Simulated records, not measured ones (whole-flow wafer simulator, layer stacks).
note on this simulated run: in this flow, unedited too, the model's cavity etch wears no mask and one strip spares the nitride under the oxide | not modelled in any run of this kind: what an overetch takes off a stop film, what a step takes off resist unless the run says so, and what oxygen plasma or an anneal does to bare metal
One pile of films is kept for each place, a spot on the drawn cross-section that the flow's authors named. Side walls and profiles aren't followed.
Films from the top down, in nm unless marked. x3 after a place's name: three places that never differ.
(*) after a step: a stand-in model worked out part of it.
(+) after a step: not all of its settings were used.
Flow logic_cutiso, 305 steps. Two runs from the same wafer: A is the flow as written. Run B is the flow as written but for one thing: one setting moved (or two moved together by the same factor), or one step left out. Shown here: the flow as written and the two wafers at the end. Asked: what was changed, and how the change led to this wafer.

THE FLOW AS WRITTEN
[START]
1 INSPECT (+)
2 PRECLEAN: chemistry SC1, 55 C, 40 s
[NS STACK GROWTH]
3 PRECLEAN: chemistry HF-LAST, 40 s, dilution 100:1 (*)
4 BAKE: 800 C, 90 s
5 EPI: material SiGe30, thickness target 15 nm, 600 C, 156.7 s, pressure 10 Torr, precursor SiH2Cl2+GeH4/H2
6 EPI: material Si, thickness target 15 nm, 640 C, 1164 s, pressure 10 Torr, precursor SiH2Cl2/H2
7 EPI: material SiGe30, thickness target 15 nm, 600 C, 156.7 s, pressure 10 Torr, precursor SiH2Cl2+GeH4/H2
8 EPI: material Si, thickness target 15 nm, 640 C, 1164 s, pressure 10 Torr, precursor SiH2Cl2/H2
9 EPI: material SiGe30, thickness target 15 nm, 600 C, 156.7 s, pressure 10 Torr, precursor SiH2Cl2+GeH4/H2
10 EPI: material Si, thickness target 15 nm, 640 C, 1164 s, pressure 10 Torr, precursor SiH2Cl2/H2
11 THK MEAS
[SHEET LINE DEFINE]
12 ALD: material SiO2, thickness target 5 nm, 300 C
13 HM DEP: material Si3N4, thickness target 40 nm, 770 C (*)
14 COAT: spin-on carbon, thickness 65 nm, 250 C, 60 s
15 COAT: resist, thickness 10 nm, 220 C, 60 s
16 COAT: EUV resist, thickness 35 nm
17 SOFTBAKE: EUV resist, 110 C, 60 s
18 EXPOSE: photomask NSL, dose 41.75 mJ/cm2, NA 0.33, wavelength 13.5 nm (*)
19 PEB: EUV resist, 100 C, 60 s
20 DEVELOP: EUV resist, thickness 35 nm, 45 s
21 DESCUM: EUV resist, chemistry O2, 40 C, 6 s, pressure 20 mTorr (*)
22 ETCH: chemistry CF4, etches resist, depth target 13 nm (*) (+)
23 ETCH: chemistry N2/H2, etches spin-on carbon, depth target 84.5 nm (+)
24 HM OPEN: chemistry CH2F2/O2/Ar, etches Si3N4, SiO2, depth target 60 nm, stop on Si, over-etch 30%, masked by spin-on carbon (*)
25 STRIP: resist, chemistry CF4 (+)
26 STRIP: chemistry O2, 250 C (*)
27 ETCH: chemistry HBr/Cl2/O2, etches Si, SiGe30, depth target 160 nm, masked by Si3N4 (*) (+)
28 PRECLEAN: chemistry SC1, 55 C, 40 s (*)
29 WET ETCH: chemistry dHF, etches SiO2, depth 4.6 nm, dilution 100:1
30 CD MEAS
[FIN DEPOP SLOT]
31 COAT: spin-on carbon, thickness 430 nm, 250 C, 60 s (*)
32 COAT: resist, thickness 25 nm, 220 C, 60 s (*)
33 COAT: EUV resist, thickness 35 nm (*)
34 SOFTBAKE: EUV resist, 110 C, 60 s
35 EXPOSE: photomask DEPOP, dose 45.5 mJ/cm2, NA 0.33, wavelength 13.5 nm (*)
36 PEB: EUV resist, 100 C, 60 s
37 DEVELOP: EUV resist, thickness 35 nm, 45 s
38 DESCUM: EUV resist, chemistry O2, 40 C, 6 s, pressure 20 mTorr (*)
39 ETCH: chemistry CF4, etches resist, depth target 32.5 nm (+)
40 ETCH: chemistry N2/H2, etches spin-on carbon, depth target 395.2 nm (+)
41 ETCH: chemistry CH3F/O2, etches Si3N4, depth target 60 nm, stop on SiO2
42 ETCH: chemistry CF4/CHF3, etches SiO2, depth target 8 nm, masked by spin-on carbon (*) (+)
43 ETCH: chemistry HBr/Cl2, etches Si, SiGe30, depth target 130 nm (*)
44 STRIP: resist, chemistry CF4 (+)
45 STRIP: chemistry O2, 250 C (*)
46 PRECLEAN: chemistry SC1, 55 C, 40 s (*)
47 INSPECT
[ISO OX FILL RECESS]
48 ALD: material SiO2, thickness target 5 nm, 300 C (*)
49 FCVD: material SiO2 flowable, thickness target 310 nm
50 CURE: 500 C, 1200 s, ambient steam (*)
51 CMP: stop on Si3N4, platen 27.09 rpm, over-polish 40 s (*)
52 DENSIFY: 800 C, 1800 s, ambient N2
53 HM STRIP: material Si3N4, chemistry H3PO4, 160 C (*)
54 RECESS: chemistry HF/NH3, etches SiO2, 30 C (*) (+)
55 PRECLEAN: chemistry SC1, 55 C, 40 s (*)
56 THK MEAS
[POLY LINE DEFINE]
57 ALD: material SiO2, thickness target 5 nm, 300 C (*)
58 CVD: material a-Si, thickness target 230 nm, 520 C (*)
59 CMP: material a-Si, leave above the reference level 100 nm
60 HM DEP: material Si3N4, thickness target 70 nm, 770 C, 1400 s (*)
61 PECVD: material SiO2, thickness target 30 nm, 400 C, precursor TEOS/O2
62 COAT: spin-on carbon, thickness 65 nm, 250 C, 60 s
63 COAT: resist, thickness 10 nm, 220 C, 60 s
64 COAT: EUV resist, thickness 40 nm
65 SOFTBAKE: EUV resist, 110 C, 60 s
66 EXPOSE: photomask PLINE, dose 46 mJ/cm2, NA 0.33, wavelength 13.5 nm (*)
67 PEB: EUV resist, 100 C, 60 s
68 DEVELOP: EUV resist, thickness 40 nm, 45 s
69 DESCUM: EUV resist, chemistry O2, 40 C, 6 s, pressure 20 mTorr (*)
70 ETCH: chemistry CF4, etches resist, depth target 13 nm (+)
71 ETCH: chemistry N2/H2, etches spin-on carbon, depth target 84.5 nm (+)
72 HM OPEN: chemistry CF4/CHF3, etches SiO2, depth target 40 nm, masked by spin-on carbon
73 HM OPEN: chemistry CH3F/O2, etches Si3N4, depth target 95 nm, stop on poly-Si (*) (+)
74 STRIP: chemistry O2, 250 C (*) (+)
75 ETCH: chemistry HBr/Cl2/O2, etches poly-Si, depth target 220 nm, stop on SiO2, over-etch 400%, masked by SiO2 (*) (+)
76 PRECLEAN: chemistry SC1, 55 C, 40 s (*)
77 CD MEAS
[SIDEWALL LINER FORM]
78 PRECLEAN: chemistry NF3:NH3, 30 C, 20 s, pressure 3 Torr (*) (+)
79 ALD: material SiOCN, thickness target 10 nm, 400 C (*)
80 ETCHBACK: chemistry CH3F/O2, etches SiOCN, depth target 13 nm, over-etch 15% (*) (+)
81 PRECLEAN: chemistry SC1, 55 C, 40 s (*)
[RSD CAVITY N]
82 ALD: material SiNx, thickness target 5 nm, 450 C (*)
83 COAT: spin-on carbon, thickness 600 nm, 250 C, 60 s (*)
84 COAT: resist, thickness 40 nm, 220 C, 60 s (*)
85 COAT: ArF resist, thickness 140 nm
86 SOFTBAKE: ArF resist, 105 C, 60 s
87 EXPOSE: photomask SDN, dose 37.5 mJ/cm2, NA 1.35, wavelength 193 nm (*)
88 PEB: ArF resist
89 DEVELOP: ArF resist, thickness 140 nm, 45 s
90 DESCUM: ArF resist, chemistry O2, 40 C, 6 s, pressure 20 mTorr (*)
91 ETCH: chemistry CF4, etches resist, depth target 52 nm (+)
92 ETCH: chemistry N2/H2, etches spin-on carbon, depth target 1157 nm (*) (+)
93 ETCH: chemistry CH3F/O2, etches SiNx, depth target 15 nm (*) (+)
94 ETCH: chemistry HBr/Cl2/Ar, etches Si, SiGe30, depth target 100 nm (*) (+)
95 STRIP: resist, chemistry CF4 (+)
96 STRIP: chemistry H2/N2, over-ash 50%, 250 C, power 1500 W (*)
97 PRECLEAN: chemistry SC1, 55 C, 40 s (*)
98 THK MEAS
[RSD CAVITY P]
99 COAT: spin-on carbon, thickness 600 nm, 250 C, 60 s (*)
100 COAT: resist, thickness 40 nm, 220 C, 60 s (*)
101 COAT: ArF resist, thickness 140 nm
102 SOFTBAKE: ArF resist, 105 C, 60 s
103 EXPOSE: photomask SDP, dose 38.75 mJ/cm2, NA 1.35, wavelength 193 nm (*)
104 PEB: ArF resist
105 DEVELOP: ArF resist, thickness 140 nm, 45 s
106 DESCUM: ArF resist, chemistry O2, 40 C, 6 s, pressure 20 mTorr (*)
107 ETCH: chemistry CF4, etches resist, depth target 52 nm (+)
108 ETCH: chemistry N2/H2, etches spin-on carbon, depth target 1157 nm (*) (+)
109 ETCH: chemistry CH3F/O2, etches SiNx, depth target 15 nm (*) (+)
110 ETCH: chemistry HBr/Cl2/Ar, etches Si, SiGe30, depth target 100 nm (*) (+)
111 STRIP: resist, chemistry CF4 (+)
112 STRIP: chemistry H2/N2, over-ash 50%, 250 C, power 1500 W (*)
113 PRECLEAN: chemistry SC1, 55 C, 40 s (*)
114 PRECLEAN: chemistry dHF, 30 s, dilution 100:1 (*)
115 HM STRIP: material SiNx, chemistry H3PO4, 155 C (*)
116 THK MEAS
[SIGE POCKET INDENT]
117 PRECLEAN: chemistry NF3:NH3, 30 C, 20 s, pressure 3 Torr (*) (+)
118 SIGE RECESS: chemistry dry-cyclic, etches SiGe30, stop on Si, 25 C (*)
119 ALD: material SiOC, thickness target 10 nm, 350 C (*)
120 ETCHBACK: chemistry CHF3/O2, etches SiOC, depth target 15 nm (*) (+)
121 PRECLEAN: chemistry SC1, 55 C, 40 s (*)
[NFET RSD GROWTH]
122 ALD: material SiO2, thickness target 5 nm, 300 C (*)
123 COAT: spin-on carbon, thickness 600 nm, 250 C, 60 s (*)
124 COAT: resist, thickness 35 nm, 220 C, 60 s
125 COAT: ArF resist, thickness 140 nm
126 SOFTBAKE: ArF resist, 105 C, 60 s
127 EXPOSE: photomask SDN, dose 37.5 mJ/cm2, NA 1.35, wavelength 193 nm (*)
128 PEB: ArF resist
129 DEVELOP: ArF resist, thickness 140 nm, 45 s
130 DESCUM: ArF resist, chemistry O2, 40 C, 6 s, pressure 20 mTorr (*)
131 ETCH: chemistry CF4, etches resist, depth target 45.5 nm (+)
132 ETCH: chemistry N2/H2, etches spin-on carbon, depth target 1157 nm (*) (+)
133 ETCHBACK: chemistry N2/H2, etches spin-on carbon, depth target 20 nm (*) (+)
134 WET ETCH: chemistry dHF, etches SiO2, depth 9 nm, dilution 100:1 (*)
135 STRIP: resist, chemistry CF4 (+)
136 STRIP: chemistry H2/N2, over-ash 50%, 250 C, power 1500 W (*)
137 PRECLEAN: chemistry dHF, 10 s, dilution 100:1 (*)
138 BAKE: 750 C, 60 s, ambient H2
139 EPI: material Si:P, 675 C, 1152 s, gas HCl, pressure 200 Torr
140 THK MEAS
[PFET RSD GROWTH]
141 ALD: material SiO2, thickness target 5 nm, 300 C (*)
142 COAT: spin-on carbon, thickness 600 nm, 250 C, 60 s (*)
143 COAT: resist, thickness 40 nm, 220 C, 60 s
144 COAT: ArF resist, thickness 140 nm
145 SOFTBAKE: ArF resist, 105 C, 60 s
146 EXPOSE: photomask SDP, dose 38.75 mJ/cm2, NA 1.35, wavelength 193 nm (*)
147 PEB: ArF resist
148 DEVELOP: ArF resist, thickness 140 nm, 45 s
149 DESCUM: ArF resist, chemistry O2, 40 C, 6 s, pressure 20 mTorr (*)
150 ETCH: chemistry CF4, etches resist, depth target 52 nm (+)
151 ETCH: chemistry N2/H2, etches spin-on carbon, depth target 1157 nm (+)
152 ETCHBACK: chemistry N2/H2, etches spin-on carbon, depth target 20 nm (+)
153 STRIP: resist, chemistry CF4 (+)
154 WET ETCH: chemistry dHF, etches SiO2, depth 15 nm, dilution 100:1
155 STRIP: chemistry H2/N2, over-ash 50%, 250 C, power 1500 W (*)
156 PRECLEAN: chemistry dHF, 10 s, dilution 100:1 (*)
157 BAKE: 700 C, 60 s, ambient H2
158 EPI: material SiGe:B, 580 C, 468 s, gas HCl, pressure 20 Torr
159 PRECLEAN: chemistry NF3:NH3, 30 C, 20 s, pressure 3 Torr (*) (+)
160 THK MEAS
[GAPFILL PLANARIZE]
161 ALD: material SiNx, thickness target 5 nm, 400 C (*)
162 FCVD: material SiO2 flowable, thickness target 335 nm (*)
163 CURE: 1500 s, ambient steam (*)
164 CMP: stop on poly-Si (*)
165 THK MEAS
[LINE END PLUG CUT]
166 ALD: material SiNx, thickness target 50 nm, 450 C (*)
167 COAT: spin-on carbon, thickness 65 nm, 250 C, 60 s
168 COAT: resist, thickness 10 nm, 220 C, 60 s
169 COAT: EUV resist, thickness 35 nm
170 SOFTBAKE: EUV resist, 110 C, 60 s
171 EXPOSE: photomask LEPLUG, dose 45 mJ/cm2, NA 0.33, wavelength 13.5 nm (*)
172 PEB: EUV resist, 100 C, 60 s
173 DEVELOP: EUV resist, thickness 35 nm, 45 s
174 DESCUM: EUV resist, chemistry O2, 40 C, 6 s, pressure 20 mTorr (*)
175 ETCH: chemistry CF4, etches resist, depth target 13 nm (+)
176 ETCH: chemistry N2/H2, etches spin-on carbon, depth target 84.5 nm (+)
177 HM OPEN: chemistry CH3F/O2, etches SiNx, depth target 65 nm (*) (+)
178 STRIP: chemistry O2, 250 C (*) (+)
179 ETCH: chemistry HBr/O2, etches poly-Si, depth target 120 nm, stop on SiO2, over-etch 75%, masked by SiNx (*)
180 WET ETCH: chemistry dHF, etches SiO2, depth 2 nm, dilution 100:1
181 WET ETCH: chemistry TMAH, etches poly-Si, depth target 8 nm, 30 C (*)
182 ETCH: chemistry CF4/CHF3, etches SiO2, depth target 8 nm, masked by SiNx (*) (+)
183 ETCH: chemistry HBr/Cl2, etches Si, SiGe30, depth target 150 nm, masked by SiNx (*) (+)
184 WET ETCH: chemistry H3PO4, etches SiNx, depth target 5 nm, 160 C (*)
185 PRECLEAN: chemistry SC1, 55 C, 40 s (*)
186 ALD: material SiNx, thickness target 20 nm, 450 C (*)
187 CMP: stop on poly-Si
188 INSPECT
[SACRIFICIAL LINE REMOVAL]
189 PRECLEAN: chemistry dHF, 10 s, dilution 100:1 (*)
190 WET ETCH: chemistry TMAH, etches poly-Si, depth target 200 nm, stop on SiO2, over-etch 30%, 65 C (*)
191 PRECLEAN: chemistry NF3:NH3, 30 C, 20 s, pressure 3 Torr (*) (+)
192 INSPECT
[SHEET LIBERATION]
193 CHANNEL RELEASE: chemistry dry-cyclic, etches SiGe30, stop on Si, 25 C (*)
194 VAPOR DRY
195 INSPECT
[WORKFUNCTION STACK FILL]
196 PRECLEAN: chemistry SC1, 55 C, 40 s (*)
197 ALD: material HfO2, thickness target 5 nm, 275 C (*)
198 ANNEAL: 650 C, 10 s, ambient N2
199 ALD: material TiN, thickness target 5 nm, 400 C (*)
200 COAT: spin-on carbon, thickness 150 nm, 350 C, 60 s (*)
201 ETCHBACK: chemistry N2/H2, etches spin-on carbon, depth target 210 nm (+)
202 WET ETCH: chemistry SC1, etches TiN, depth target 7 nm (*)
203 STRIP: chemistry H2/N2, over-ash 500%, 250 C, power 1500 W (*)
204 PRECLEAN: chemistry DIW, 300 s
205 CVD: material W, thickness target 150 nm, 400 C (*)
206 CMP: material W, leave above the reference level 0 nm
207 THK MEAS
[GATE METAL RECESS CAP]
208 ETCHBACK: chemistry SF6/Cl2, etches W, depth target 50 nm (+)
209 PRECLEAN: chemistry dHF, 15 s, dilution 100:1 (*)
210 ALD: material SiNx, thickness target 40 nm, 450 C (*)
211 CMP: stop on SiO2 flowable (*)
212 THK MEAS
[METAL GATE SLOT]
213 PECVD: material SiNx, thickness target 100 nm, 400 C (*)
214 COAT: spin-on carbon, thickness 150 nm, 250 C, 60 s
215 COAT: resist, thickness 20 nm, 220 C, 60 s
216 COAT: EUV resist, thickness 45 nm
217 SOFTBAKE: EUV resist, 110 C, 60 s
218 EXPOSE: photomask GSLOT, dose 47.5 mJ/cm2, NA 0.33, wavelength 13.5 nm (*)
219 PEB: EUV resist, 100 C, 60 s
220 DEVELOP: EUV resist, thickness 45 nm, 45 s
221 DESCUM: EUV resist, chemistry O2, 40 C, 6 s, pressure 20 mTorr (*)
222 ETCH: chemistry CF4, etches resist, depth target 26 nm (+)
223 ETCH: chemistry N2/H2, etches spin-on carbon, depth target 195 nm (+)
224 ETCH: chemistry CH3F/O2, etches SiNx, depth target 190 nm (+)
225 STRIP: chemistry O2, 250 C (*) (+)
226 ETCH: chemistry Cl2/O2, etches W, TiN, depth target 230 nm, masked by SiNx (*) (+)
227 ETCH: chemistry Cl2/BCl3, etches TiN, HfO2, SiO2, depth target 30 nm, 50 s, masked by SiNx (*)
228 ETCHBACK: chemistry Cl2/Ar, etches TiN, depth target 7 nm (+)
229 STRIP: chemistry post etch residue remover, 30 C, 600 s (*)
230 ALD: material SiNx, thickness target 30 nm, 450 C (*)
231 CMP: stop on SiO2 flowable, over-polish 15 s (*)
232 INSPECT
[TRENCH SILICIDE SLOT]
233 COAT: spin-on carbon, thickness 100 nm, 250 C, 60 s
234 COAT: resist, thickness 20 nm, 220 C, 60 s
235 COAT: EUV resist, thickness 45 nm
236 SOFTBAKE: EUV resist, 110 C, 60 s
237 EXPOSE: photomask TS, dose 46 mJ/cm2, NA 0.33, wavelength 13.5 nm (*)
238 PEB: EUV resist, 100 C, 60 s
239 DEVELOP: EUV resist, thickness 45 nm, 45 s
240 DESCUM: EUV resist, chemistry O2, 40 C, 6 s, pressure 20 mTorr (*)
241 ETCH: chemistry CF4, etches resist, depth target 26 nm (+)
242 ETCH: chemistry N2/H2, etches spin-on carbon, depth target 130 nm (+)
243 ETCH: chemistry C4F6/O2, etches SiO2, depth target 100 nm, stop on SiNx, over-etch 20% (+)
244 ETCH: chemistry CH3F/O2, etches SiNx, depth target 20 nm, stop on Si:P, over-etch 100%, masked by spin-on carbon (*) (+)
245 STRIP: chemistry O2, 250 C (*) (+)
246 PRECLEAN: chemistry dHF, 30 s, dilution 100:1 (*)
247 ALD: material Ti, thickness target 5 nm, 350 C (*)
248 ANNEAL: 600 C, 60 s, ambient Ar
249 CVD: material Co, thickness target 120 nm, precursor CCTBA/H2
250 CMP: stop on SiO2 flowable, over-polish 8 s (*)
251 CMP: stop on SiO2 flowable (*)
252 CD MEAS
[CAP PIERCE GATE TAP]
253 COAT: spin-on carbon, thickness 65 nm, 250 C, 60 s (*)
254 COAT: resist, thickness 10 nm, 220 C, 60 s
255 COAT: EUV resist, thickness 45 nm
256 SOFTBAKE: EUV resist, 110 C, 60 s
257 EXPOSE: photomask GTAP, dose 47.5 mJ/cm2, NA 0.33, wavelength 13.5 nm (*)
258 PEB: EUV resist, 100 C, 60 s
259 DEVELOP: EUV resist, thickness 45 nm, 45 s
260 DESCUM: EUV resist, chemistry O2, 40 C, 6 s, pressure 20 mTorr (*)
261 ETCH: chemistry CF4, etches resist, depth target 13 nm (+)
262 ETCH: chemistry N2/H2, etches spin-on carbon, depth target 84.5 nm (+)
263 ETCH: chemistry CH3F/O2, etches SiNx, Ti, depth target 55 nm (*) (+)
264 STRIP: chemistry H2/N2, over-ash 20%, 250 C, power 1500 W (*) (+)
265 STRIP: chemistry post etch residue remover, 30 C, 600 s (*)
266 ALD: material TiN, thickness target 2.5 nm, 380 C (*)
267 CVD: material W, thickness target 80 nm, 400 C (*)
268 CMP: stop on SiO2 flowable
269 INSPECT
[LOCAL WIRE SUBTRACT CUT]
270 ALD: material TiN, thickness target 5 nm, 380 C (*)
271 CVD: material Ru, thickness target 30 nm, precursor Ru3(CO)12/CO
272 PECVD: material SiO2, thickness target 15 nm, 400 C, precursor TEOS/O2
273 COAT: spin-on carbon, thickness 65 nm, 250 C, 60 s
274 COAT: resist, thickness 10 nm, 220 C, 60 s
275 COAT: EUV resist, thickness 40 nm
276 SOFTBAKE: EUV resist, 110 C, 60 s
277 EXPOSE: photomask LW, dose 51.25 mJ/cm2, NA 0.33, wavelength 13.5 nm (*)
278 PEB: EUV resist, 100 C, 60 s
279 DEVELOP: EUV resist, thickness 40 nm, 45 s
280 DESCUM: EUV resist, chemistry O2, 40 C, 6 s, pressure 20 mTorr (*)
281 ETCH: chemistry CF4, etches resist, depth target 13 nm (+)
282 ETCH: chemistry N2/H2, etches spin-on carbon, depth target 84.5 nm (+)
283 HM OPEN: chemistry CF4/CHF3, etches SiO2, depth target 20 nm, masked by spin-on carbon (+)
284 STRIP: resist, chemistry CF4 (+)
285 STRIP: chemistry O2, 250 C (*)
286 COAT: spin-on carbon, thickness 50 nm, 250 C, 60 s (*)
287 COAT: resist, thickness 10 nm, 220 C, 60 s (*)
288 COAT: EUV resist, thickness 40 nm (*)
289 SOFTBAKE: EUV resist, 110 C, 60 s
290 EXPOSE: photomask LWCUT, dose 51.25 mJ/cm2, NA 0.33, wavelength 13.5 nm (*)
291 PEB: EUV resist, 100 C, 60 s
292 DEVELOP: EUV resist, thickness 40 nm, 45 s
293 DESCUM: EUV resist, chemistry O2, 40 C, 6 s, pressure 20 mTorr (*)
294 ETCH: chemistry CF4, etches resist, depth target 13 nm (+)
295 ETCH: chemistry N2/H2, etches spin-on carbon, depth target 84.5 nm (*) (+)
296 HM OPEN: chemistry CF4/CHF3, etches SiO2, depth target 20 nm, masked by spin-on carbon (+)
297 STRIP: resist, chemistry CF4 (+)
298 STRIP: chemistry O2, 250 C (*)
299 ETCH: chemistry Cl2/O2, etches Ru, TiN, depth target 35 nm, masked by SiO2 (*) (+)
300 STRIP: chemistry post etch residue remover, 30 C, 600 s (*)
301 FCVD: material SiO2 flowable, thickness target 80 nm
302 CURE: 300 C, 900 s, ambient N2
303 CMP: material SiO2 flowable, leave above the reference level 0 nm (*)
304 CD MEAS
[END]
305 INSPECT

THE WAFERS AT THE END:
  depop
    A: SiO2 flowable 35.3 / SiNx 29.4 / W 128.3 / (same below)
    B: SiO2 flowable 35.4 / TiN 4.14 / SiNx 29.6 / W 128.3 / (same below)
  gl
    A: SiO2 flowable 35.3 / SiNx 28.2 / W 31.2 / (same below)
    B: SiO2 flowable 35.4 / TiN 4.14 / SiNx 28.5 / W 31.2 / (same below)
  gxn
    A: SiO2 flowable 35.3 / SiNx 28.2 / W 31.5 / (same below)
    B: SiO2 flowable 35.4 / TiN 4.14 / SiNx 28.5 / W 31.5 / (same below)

The cause: step 271, CVD: thickness target 34.5 nm was run, where the flow has thickness target 30 nm.

How the change led to this, step by step:
  271 CVD: material Ru, thickness target 30 nm, precursor Ru3(CO)12/CO
      depop, dpovl, gfld and 19 more: A Ru +30 (new film) | B Ru +34.5 (new film)
  299 ETCH: chemistry Cl2/O2, etches Ru, TiN, depth target 35 nm, masked by SiO2 (*) (+)
      depop, dpovl, gfld and 14 more: A Ru -29.6 (all of it), TiN -5 (all of it) | B Ru -34.1 (all of it), TiN -0.86
      rsdw: A Ru -29.6 (all of it), TiN -5 (all of it) | B Ru -34.1 (all of it), TiN -0.85
  301 FCVD: material SiO2 flowable, thickness target 80 nm
      iso, rsdx: A SiO2 flowable +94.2 | B SiO2 flowable +94.3 (new film)
Counting metal films that touch as one body, depop has 2 bodies (between them, from the top down: SiNx 29.6); the flow as written gives 1 body.
Counting metal films that touch as one body, gl has 5 bodies (between them, from the top down: SiNx 28.5; HfO2 5 / chemical SiO2 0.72 / Si 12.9 / chemical SiO2 0.8 / HfO2 5; HfO2 5 / chemical SiO2 0.8 / Si 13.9 / chemical SiO2 0.8 / HfO2 5; HfO2 5 / chemical SiO2 0.8 / Si 13.9 / chemical SiO2 0.8 / HfO2 5); the flow as written gives 4 bodies (between them, from the top down: HfO2 5 / chemical SiO2 0.72 / Si 12.9 / chemical SiO2 0.8 / HfO2 5; HfO2 5 / chemical SiO2 0.8 / Si 13.9 / chemical SiO2 0.8 / HfO2 5; HfO2 5 / chemical SiO2 0.8 / Si 13.9 / chemical SiO2 0.8 / HfO2 5).
Counting metal films that touch as one body, gxn has 5 bodies (between them, from the top down: SiNx 28.5; HfO2 5 / chemical SiO2 0.72 / Si 12.9 / chemical SiO2 0.8 / HfO2 5; HfO2 5 / chemical SiO2 0.8 / Si 13.9 / chemical SiO2 0.8 / HfO2 5; HfO2 5 / chemical SiO2 0.8 / Si 13.9 / chemical SiO2 0.8 / HfO2 5); the flow as written gives 4 bodies (between them, from the top down: HfO2 5 / chemical SiO2 0.72 / Si 12.9 / chemical SiO2 0.8 / HfO2 5; HfO2 5 / chemical SiO2 0.8 / Si 13.9 / chemical SiO2 0.8 / HfO2 5; HfO2 5 / chemical SiO2 0.8 / Si 13.9 / chemical SiO2 0.8 / HfO2 5).
